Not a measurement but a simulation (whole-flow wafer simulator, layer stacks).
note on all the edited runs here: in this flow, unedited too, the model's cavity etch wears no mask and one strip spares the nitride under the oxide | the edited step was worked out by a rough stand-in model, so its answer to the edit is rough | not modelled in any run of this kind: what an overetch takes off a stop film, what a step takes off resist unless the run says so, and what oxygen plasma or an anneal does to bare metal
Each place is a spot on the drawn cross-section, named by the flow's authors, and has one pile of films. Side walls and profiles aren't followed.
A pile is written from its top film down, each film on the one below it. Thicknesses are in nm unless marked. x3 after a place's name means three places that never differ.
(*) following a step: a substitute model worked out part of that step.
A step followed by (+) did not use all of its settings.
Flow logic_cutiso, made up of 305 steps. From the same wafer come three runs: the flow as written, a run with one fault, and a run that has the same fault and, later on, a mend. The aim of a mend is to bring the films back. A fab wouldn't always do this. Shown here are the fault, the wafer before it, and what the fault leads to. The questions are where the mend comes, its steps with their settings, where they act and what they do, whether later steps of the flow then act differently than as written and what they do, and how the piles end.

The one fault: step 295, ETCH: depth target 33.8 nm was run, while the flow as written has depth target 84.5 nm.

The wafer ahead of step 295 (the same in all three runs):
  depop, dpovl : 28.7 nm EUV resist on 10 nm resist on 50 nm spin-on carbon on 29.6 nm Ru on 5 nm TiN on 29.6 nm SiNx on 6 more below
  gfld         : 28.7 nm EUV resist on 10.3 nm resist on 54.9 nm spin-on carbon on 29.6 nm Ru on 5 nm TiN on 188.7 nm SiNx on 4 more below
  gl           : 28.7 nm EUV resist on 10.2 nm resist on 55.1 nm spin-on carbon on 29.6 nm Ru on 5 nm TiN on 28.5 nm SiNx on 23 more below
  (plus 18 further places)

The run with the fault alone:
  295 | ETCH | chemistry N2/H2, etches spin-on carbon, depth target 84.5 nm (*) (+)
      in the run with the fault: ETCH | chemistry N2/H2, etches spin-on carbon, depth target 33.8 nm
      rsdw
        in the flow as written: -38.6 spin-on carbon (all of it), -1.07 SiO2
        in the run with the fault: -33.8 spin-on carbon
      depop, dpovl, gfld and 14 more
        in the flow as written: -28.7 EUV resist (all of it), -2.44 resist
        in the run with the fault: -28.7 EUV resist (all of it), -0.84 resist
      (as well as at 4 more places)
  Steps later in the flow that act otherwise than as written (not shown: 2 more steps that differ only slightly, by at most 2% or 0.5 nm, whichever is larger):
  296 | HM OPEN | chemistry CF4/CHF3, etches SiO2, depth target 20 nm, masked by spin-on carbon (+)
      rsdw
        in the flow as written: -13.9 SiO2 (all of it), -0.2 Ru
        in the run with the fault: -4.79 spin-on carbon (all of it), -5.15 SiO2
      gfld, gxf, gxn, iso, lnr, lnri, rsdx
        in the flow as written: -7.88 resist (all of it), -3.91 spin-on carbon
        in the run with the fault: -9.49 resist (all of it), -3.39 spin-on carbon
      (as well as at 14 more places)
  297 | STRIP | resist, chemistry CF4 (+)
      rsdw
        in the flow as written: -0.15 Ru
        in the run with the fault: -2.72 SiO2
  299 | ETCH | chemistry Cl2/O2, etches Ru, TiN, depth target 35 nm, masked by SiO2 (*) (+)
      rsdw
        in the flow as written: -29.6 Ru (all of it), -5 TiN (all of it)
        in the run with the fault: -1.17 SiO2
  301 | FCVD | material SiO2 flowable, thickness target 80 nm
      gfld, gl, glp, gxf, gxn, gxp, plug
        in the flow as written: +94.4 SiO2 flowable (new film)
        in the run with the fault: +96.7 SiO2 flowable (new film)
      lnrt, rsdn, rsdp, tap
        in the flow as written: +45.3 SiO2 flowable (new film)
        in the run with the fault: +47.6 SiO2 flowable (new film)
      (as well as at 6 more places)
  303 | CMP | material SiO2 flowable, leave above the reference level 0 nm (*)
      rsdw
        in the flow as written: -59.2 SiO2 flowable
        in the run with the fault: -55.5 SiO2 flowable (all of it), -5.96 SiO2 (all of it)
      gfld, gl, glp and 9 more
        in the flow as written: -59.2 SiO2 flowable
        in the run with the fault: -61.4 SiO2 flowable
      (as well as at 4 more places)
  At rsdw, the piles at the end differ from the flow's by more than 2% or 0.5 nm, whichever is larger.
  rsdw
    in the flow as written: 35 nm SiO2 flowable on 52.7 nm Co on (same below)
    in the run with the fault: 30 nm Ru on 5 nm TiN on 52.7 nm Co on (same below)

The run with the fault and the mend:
  The mend follows step 295.
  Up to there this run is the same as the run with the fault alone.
  295a | ETCH | chemistry N2/H2, etches spin-on carbon, depth target 50.7 nm (*) (+) (the flow's step 295 again, with other settings)
      depop, dpovl, gfld and 18 more
        -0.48 resist
      rsdw
        -4.79 spin-on carbon (all of it), -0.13 SiO2
  Steps later in the flow that act otherwise than as written (not shown: 2 more steps that differ only slightly, by at most 2% or 0.5 nm, whichever is larger):
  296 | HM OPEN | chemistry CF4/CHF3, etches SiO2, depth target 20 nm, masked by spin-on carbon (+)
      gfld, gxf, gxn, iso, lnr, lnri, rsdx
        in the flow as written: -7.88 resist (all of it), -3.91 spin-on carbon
        in the run with the mend: -9.01 resist (all of it), -3.55 spin-on carbon
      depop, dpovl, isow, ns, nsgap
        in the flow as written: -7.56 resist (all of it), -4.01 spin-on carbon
        in the run with the mend: -8.68 resist (all of it), -3.65 spin-on carbon
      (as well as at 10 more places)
  At every place that both follow, the piles at the end match the flow's.
